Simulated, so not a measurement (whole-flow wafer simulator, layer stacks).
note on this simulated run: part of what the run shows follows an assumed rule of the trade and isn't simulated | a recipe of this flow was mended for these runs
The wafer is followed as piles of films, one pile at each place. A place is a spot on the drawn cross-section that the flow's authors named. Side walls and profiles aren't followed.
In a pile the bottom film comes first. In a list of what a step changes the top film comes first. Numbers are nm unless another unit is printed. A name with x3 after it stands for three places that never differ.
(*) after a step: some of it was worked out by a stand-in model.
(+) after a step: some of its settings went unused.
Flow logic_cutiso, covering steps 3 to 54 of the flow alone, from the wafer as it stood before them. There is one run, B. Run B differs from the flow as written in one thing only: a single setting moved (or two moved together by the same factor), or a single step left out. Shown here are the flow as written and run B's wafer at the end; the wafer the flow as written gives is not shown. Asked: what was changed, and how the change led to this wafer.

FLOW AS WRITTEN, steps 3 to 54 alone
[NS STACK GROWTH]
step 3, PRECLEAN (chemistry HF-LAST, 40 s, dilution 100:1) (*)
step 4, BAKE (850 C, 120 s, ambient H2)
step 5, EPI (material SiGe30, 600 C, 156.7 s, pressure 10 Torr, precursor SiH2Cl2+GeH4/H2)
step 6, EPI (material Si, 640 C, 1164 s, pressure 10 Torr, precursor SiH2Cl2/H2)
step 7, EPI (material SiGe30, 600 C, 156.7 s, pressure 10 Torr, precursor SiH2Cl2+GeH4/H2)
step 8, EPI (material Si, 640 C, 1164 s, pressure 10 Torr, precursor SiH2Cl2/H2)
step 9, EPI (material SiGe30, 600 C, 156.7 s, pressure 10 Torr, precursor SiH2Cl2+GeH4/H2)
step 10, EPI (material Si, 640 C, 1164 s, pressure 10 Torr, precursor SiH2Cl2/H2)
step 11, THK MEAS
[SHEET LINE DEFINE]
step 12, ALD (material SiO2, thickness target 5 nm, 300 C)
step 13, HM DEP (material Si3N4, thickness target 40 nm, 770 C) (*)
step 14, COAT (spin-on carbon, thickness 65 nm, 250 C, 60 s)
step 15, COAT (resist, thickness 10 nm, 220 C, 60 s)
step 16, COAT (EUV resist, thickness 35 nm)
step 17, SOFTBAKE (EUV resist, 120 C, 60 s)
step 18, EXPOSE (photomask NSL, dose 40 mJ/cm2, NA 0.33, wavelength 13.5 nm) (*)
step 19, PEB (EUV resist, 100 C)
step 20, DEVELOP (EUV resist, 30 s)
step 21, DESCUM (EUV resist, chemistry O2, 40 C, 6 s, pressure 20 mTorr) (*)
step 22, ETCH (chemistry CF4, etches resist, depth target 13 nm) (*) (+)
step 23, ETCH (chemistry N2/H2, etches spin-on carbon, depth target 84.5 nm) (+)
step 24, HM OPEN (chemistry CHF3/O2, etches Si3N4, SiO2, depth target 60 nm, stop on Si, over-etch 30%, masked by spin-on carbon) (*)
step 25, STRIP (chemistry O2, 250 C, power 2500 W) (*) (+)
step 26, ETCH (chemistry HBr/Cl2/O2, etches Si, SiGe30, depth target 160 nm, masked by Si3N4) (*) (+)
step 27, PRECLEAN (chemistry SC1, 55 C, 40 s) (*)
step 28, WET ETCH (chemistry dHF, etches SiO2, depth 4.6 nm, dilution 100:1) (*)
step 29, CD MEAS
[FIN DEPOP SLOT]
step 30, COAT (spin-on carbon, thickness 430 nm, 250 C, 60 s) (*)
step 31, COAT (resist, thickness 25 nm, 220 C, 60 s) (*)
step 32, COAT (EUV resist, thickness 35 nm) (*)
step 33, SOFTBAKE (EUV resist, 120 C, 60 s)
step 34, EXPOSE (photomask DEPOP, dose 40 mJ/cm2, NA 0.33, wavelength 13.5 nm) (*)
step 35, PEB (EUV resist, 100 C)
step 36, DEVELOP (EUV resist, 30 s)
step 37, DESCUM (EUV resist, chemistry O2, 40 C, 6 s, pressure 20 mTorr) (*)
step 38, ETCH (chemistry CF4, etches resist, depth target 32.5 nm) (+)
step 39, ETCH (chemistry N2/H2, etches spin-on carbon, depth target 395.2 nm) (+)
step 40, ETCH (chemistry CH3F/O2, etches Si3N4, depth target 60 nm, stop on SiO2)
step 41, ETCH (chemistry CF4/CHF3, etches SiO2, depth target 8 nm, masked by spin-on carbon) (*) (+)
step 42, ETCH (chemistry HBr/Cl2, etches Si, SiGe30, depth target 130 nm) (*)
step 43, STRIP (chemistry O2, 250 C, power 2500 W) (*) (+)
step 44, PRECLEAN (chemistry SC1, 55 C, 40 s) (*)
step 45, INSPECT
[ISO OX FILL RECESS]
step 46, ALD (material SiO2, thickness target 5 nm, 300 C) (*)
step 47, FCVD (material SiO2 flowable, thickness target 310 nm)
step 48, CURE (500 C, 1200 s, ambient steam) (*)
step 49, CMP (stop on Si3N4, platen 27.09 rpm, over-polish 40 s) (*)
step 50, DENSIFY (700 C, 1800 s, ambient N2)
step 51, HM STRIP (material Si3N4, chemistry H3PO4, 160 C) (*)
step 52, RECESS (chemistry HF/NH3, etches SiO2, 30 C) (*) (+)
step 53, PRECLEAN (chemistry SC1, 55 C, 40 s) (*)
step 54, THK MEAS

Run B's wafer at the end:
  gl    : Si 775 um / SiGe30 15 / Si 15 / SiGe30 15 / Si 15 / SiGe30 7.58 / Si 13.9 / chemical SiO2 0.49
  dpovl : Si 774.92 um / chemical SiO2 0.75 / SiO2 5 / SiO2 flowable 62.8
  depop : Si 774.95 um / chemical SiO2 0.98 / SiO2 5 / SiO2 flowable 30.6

Cause: step 9, EPI: 565 C was run, whereas the flow has 600 C.

The path from the change to this, step by step:
  step 9, EPI (material SiGe30, 600 C, 156.7 s, pressure 10 Torr, precursor SiH2Cl2+GeH4/H2)
      depop, dpovl, gfld and 19 more: +7.58 SiGe30 (new film) (as written it would have been: +15 SiGe30 (new film))
  step 26, ETCH (chemistry HBr/Cl2/O2, etches Si, SiGe30, depth target 160 nm, masked by Si3N4) (*) (+)
      dpovl, gfld, gxf, iso, isow, lnri, nsgap: -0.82 chemical SiO2 (all of it), -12 Si (all of it), -7.58 SiGe30 (all of it), -15 Si (all of it), -15 SiGe30 (all of it), -15 Si (all of it), -15 SiGe30 (all of it), -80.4 Si (as written it would have been: -0.82 chemical SiO2 (all of it), -12 Si (all of it), -15 SiGe30 (all of it), -15 Si (all of it), -15 SiGe30 (all of it), -15 Si (all of it), -15 SiGe30 (all of it), -73 Si)
  step 42, ETCH (chemistry HBr/Cl2, etches Si, SiGe30, depth target 130 nm) (*)
      depop: -13.8 Si (all of it), -7.58 SiGe30 (all of it), -15 Si (all of it), -15 SiGe30 (all of it), -15 Si (all of it), -15 SiGe30 (all of it), -48.6 Si (as written it would have been: -13.8 Si (all of it), -15 SiGe30 (all of it), -15 Si (all of it), -15 SiGe30 (all of it), -15 Si (all of it), -15 SiGe30 (all of it), -41.2 Si)
